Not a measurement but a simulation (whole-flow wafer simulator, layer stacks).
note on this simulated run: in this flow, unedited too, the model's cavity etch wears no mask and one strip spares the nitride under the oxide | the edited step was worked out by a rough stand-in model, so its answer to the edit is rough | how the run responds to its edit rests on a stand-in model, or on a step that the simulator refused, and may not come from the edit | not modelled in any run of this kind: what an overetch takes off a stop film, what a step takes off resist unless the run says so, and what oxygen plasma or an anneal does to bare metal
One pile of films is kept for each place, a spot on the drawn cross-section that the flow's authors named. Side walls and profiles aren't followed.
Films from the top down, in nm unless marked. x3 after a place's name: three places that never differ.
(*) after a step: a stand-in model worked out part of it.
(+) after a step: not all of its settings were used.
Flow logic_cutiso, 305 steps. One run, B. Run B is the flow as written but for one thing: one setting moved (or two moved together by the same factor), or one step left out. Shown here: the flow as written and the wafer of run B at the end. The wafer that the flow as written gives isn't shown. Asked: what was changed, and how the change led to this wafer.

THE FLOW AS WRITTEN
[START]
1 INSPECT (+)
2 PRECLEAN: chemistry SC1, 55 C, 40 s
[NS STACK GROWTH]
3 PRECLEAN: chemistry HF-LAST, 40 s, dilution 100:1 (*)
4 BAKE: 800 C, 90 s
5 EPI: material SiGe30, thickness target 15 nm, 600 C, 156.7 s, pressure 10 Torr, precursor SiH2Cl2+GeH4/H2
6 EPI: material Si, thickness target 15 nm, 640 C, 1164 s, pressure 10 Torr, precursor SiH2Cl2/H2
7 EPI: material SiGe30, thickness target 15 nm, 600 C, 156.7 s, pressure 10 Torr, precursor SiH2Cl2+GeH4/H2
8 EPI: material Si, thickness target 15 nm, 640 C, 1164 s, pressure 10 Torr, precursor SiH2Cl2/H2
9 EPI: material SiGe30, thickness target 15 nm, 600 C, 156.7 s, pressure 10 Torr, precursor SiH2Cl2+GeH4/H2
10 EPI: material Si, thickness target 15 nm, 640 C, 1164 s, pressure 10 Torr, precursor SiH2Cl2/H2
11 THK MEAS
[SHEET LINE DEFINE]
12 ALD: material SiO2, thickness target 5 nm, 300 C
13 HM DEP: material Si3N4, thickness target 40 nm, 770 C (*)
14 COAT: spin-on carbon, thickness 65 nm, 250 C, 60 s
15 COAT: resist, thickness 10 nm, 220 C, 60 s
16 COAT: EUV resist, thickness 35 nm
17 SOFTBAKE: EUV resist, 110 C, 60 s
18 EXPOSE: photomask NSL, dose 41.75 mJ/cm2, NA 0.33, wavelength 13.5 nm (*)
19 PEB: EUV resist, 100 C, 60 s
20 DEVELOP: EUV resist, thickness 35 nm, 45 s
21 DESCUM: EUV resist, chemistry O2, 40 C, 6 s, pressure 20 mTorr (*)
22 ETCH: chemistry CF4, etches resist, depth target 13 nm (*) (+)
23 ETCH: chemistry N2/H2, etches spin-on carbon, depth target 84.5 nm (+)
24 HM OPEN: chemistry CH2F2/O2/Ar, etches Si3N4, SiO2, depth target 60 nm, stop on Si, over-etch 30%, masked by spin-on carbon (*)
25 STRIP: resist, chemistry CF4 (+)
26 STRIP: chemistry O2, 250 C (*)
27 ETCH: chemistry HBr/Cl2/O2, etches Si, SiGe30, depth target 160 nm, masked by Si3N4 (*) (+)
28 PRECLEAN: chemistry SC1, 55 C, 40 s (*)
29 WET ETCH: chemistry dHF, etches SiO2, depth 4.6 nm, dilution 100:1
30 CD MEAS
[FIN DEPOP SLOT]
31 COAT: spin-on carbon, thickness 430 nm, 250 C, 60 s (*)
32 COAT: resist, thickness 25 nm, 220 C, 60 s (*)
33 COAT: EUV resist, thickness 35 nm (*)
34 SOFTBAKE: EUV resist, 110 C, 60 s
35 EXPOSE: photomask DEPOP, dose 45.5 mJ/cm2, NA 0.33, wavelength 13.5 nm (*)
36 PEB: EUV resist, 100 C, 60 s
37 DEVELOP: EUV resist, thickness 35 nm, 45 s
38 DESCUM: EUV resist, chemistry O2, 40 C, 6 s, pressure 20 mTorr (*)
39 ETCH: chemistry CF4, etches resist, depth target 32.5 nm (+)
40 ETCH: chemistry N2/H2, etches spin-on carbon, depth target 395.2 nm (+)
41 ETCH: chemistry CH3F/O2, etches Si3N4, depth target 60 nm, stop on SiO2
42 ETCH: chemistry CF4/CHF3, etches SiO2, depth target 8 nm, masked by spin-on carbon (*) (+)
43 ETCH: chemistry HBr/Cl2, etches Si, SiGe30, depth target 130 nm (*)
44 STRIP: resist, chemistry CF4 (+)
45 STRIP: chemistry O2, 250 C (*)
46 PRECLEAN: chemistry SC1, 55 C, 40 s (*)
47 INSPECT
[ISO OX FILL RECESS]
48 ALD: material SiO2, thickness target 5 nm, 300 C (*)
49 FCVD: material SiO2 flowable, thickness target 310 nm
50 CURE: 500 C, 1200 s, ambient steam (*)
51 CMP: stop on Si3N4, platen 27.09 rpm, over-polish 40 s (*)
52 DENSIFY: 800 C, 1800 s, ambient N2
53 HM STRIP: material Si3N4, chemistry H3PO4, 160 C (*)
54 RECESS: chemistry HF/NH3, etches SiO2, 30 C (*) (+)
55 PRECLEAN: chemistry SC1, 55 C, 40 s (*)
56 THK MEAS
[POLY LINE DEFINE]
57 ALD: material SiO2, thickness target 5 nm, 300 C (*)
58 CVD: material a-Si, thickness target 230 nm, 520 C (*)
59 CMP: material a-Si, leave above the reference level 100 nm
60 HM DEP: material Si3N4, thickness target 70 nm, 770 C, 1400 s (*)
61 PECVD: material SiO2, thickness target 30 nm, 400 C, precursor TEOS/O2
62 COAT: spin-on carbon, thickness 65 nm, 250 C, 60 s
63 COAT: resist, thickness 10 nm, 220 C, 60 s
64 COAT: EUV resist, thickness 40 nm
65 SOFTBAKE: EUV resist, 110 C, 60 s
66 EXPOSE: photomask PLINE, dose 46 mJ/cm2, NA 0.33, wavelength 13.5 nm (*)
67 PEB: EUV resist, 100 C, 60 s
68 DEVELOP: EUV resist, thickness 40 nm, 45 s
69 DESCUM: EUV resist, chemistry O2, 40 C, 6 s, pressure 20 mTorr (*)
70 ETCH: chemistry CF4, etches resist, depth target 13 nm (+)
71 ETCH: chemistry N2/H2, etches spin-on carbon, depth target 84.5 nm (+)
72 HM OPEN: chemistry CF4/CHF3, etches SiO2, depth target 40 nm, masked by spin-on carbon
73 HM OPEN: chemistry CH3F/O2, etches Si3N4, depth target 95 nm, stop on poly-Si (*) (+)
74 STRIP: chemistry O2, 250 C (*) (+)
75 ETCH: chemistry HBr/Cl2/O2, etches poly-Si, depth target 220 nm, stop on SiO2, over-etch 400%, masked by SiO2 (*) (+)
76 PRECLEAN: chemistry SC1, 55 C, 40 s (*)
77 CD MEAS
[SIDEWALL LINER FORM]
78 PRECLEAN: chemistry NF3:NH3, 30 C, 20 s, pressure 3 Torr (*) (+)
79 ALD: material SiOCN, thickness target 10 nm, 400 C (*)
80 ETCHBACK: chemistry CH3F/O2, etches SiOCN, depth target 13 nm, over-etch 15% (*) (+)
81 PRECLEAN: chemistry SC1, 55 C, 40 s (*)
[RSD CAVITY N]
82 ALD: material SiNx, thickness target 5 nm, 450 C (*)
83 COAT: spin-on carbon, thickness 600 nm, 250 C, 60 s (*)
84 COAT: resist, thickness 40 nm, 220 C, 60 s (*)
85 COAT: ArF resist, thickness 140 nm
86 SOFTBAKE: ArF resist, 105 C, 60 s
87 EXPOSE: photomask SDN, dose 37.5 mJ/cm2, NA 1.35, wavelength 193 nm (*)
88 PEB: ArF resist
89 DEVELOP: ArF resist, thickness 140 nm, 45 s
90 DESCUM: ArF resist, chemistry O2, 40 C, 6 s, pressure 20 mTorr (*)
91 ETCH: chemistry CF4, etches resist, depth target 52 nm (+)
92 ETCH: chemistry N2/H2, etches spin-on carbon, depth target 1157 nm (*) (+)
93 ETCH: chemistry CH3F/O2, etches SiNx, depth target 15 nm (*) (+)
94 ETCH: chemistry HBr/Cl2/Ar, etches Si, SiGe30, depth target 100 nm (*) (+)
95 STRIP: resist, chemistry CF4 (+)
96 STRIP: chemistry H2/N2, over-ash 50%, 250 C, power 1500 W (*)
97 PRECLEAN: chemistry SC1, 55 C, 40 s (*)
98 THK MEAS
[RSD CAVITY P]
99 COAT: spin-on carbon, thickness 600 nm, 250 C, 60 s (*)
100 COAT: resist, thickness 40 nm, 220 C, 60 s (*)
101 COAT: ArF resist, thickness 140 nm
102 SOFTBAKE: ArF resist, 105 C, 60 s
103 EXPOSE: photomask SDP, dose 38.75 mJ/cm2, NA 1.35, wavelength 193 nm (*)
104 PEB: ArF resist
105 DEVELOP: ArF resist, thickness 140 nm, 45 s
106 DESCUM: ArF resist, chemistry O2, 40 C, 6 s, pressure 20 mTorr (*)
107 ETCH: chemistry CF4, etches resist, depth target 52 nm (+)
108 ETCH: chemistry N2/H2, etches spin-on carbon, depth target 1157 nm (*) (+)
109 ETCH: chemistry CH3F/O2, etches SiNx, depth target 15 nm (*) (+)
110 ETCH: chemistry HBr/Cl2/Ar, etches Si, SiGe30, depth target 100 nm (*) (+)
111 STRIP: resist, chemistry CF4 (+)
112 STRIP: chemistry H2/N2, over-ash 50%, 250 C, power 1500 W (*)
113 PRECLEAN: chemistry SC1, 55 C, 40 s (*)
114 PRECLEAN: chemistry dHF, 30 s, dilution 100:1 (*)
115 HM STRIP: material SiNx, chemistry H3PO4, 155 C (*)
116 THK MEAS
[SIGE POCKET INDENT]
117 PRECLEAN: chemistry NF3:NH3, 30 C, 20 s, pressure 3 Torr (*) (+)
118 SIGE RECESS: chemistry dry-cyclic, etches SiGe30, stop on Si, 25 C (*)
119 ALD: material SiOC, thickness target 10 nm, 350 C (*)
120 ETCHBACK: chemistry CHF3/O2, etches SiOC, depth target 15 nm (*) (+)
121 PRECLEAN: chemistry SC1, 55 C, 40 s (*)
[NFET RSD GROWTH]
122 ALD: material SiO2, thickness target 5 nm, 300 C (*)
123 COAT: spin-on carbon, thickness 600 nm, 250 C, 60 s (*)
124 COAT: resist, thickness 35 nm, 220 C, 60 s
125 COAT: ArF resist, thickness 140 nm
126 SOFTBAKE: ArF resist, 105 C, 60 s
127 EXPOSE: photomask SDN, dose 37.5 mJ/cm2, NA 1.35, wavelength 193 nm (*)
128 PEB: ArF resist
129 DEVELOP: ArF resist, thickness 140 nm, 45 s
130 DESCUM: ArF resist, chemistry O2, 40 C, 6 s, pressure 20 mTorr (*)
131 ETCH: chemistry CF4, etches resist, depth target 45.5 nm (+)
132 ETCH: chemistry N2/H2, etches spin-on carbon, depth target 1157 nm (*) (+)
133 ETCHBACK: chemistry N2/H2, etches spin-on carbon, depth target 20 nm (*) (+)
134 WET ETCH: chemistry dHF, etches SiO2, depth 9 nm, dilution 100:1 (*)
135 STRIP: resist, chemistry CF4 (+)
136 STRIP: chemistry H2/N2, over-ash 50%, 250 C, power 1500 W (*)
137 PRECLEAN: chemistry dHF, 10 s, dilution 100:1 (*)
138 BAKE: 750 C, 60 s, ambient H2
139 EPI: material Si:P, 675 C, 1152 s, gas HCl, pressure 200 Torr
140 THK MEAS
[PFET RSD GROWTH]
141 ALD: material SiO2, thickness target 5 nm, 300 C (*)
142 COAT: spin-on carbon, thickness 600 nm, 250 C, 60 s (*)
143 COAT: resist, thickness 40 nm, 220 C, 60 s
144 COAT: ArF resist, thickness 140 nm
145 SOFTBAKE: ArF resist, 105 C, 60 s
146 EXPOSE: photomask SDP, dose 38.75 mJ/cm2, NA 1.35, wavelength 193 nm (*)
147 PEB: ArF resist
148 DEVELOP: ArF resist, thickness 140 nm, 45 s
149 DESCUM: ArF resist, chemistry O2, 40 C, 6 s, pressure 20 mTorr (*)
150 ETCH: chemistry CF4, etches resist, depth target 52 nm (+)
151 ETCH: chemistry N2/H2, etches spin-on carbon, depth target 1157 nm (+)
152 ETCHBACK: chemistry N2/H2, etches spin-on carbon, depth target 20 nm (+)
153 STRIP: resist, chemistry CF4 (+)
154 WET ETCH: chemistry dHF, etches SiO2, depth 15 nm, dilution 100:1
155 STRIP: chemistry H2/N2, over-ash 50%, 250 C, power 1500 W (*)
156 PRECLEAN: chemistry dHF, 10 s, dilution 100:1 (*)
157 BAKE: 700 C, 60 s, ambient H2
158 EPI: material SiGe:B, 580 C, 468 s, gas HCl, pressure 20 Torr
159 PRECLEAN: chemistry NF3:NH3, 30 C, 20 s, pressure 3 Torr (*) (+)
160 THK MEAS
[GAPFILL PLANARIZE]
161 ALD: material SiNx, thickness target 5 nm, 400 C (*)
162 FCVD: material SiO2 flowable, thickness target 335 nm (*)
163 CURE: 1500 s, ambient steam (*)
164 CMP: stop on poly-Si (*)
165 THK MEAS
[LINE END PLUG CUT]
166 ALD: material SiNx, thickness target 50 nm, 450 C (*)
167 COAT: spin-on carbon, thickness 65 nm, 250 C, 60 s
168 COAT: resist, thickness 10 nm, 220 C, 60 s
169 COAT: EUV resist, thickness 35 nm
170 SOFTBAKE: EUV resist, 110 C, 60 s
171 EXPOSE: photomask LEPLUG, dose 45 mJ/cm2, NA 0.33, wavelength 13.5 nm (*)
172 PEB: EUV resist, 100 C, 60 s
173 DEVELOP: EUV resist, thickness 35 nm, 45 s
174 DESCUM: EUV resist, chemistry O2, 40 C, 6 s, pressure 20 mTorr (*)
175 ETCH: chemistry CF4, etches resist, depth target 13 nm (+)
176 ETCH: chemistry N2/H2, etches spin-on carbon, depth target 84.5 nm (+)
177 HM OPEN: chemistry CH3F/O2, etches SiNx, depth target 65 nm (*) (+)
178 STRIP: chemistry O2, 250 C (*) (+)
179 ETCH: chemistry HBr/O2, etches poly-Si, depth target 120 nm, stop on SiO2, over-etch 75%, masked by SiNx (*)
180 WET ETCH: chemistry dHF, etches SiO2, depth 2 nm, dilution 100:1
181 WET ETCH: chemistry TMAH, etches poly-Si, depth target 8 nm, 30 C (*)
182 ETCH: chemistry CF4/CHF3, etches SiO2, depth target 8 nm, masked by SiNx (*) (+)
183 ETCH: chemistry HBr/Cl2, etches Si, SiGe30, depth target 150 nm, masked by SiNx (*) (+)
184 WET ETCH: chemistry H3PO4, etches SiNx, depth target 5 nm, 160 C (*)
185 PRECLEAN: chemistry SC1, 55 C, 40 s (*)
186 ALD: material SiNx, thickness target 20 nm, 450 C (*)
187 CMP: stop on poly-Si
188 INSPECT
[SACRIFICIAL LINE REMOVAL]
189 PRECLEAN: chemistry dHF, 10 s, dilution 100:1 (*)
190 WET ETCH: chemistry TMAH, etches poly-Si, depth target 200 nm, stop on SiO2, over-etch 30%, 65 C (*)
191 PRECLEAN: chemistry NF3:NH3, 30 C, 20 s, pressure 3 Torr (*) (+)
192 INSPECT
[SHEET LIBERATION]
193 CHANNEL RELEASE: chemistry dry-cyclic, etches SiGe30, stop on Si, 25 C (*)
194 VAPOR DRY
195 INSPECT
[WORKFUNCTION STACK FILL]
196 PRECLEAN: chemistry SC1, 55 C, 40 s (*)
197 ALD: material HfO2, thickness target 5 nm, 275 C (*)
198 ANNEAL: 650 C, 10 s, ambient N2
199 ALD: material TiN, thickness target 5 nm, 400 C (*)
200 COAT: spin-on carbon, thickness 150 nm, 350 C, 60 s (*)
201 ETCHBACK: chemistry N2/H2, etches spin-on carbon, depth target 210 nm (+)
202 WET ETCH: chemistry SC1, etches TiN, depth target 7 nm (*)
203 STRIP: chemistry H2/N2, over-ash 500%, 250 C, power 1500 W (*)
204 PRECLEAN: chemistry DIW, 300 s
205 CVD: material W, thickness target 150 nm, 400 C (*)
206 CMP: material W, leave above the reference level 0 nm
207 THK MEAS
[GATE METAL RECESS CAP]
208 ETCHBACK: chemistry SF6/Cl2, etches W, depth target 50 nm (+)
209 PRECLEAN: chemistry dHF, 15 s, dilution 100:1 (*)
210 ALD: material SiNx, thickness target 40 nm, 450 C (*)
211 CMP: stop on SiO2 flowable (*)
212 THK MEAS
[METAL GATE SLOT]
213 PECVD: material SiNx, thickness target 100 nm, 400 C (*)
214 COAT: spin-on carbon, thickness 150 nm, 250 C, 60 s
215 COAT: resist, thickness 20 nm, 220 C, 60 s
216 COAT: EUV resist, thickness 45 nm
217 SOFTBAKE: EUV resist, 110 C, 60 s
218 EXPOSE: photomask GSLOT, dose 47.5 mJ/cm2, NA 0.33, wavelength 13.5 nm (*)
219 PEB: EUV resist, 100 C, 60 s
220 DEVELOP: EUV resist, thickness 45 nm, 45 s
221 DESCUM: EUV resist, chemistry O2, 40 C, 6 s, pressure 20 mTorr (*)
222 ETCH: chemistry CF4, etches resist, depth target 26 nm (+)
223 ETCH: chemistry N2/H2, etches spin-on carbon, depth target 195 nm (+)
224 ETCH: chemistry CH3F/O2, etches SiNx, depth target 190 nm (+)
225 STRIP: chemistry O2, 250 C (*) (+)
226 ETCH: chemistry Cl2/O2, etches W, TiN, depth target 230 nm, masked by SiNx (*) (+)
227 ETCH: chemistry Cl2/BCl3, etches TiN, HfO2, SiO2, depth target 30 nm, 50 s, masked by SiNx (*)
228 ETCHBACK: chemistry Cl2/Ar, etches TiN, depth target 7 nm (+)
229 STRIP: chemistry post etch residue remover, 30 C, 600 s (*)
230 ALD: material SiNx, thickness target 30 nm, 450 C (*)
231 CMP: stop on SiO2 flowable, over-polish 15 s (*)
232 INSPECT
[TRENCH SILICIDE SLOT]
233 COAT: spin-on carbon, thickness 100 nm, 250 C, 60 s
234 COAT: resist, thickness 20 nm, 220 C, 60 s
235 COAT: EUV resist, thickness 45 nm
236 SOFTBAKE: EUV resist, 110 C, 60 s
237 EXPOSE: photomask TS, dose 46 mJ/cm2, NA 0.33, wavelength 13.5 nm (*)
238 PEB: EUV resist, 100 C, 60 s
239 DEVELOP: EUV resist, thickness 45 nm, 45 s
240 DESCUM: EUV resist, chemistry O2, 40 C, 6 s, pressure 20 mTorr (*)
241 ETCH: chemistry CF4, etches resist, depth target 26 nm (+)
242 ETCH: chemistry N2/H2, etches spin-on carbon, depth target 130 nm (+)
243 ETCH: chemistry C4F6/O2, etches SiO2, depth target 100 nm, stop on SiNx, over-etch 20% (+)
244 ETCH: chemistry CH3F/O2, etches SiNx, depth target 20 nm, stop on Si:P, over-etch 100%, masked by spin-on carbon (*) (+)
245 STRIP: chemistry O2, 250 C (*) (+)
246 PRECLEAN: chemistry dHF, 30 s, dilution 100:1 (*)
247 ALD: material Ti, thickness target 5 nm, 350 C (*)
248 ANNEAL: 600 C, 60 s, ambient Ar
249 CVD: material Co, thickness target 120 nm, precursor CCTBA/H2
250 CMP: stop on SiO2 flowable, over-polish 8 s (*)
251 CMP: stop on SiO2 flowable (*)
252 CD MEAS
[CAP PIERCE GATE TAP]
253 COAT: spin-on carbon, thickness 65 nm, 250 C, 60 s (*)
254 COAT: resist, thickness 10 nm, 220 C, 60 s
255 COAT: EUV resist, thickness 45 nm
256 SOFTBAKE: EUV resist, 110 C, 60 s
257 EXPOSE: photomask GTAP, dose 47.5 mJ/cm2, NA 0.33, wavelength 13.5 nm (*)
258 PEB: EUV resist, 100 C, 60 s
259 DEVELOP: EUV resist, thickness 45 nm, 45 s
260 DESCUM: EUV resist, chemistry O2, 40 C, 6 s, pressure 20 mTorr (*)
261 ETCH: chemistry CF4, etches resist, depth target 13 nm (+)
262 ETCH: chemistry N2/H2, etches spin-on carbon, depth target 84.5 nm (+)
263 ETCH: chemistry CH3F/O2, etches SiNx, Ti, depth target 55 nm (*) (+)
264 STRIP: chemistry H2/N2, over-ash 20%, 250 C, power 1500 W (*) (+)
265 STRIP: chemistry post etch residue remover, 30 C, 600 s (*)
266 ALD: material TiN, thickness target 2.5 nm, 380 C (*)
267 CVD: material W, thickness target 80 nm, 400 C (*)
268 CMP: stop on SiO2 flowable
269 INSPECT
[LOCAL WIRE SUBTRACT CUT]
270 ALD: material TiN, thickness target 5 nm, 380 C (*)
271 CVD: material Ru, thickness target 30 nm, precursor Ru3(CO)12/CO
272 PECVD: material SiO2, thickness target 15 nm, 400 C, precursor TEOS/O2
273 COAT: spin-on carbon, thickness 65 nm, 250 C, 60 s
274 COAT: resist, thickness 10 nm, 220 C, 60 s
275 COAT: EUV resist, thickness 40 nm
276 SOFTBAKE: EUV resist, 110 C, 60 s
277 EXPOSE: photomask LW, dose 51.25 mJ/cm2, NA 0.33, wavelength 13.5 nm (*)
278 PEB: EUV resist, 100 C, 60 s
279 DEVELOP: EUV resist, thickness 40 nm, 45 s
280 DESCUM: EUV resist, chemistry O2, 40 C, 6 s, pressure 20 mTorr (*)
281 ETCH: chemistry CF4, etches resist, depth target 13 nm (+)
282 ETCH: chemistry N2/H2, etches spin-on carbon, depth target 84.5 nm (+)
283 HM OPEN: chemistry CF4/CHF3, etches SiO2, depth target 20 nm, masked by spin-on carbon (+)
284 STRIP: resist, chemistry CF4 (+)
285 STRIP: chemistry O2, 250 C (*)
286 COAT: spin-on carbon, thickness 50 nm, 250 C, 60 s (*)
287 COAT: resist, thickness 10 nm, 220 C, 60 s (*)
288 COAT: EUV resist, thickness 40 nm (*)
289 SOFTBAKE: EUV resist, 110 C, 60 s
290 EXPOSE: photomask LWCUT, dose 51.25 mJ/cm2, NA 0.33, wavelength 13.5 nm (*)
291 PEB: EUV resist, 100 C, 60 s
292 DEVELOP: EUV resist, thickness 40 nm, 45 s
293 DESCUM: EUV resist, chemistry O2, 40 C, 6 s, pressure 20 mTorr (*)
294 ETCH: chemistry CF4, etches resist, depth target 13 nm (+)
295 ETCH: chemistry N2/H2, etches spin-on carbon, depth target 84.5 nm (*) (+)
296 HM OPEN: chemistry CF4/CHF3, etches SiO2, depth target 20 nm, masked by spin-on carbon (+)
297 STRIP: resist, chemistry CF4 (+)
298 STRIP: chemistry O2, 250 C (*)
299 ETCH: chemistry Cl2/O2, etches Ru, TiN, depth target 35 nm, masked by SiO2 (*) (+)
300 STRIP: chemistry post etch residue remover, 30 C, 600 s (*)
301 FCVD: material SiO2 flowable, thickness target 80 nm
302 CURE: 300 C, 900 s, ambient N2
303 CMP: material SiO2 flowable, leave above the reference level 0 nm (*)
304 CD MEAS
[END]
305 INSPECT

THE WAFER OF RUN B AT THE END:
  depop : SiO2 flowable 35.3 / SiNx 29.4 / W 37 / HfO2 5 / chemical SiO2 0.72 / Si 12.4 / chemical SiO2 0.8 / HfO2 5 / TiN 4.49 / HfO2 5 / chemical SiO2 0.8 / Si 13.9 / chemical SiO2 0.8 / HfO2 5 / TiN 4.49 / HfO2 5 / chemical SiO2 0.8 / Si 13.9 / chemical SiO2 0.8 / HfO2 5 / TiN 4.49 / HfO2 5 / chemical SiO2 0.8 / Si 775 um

The cause: step 42, ETCH: depth target 4 nm was run, where the flow has depth target 8 nm.

How the change led to this, step by step:
  42 ETCH: chemistry CF4/CHF3, etches SiO2, depth target 8 nm, masked by spin-on carbon (*) (+)
      depop: SiO2 -4 (as written it would be: SiO2 -4.92 (all of it), Si -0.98)
      gl: resist -4 (as written it would be: resist -6.54 (all of it), spin-on carbon -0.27)
      (and at 20 more places)
  43 ETCH: chemistry HBr/Cl2, etches Si, SiGe30, depth target 130 nm (*)
      depop: nothing (as written it would be: Si -14 (all of it), SiGe30 -15 (all of it), Si -15 (all of it), SiGe30 -15 (all of it), Si -15 (all of it), SiGe30 -15 (all of it), Si -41)
      gl: resist -2.54 (all of it), spin-on carbon -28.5 (as written it would be: spin-on carbon -32)
      (and at 19 more places)
  44 STRIP: resist, chemistry CF4 (+)
      depop: SiO2 -0.92 (all of it) (as written it would be: nothing)
  49 FCVD: material SiO2 flowable, thickness target 310 nm
      dpovl, nsgap: SiO2 flowable +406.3 (new film) (as written it would be: SiO2 flowable +392.6 (new film))
      depop: SiO2 flowable +242.6 (new film) (as written it would be: SiO2 flowable +359.9 (new film))
      (and at 2 more places)
  51 CMP: stop on Si3N4, platen 27.09 rpm, over-polish 40 s (*)
      depop: SiO2 flowable -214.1 (as written it would be: SiO2 flowable -200.5)
      dpovl: SiO2 flowable -214 (as written it would be: SiO2 flowable -200.4)
      (and at 3 more places)
  52 DENSIFY: 800 C, 1800 s, ambient N2
      depop: SiO2 flowable -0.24 (as written it would be: SiO2 flowable -2.32)
      dpovl: SiO2 flowable -2.27 (as written it would be: SiO2 flowable -2.82)
  54 RECESS: chemistry HF/NH3, etches SiO2, 30 C (*) (+)
      depop: SiO2 flowable -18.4 (all of it), SiO2 -5 (all of it), chemical SiO2 -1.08 (all of it) (as written it would be: SiO2 flowable -111.9)
  55 PRECLEAN: chemistry SC1, 55 C, 40 s (*)
      depop: chemical SiO2 +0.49 (new film), Si -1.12 (as written it would be: SiO2 flowable -0.06)
  58 CVD: material a-Si, thickness target 230 nm, 520 C (*)
      depop: a-Si +230 (new film) (as written it would be: a-Si +319.4 (new film))
  60 HM DEP: material Si3N4, thickness target 70 nm, 770 C, 1400 s (*)
      depop: Si3N4 +70 (new film), poly-Si +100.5 (new film), a-Si -100.5 (all of it) (as written it would be: Si3N4 +70 (new film), poly-Si +189.4 (new film), a-Si -189.4 (all of it))
  190 WET ETCH: chemistry TMAH, etches poly-Si, depth target 200 nm, stop on SiO2, over-etch 30%, 65 C (*)
      depop: poly-Si -100.5 (all of it) (as written it would be: poly-Si -189.4 (all of it))
  191 PRECLEAN: chemistry NF3:NH3, 30 C, 20 s, pressure 3 Torr (*) (+)
      depop: SiO2 -5 (all of it), chemical SiO2 -0.49 (all of it) (as written it would be: SiO2 -5 (all of it), SiO2 flowable -2.58)
  193 CHANNEL RELEASE: chemistry dry-cyclic, etches SiGe30, stop on Si, 25 C (*)
      depop: chemical SiO2 +0.8 (new film), Si -0.99, chemical SiO2 +0.8 (new film), cavity +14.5 (new film), chemical SiO2 +0.8 (new film), SiGe30 -15 (all of it), Si -1.08, chemical SiO2 +0.8 (new film), cavity +14.5 (new film), chemical SiO2 +0.8 (new film), SiGe30 -15 (all of it), Si -1.08, chemical SiO2 +0.8 (new film), cavity +14.5 (new film), chemical SiO2 +0.8 (new film), SiGe30 -15 (all of it), Si -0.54 (as written it would be: nothing)
  197 ALD: material HfO2, thickness target 5 nm, 275 C (*)
      depop: HfO2 +5 (new film), HfO2 +5 (new film), cavity -10, HfO2 +5 (new film), HfO2 +5 (new film), cavity -10, HfO2 +5 (new film), HfO2 +5 (new film), cavity -10, HfO2 +5 (new film) (as written it would be: HfO2 +5 (new film))
  199 ALD: material TiN, thickness target 5 nm, 400 C (*)
      depop: TiN +5 (new film), TiN +4.49 (new film), cavity -4.49 (all of it), TiN +4.49 (new film), cavity -4.49 (all of it), TiN +4.49 (new film), cavity -4.49 (all of it) (as written it would be: TiN +5 (new film))
  200 COAT: spin-on carbon, thickness 150 nm, 350 C, 60 s (*)
      depop: spin-on carbon +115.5 (new film) (as written it would be: spin-on carbon +194.7 (new film))
      dpovl: spin-on carbon +206.8 (new film) (as written it would be: spin-on carbon +194.8 (new film))
      (and at 3 more places)
  ... 1 more step ...
  205 CVD: material W, thickness target 150 nm, 400 C (*)
      depop: W +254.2 (new film) (as written it would be: W +345.5 (new film))
Counting metal films that touch as one body, depop has 4 bodies (between them, from the top down: HfO2 5 / chemical SiO2 0.72 / Si 12.4 / chemical SiO2 0.8 / HfO2 5; HfO2 5 / chemical SiO2 0.8 / Si 13.9 / chemical SiO2 0.8 / HfO2 5; HfO2 5 / chemical SiO2 0.8 / Si 13.9 / chemical SiO2 0.8 / HfO2 5); the flow as written gives 1 body.
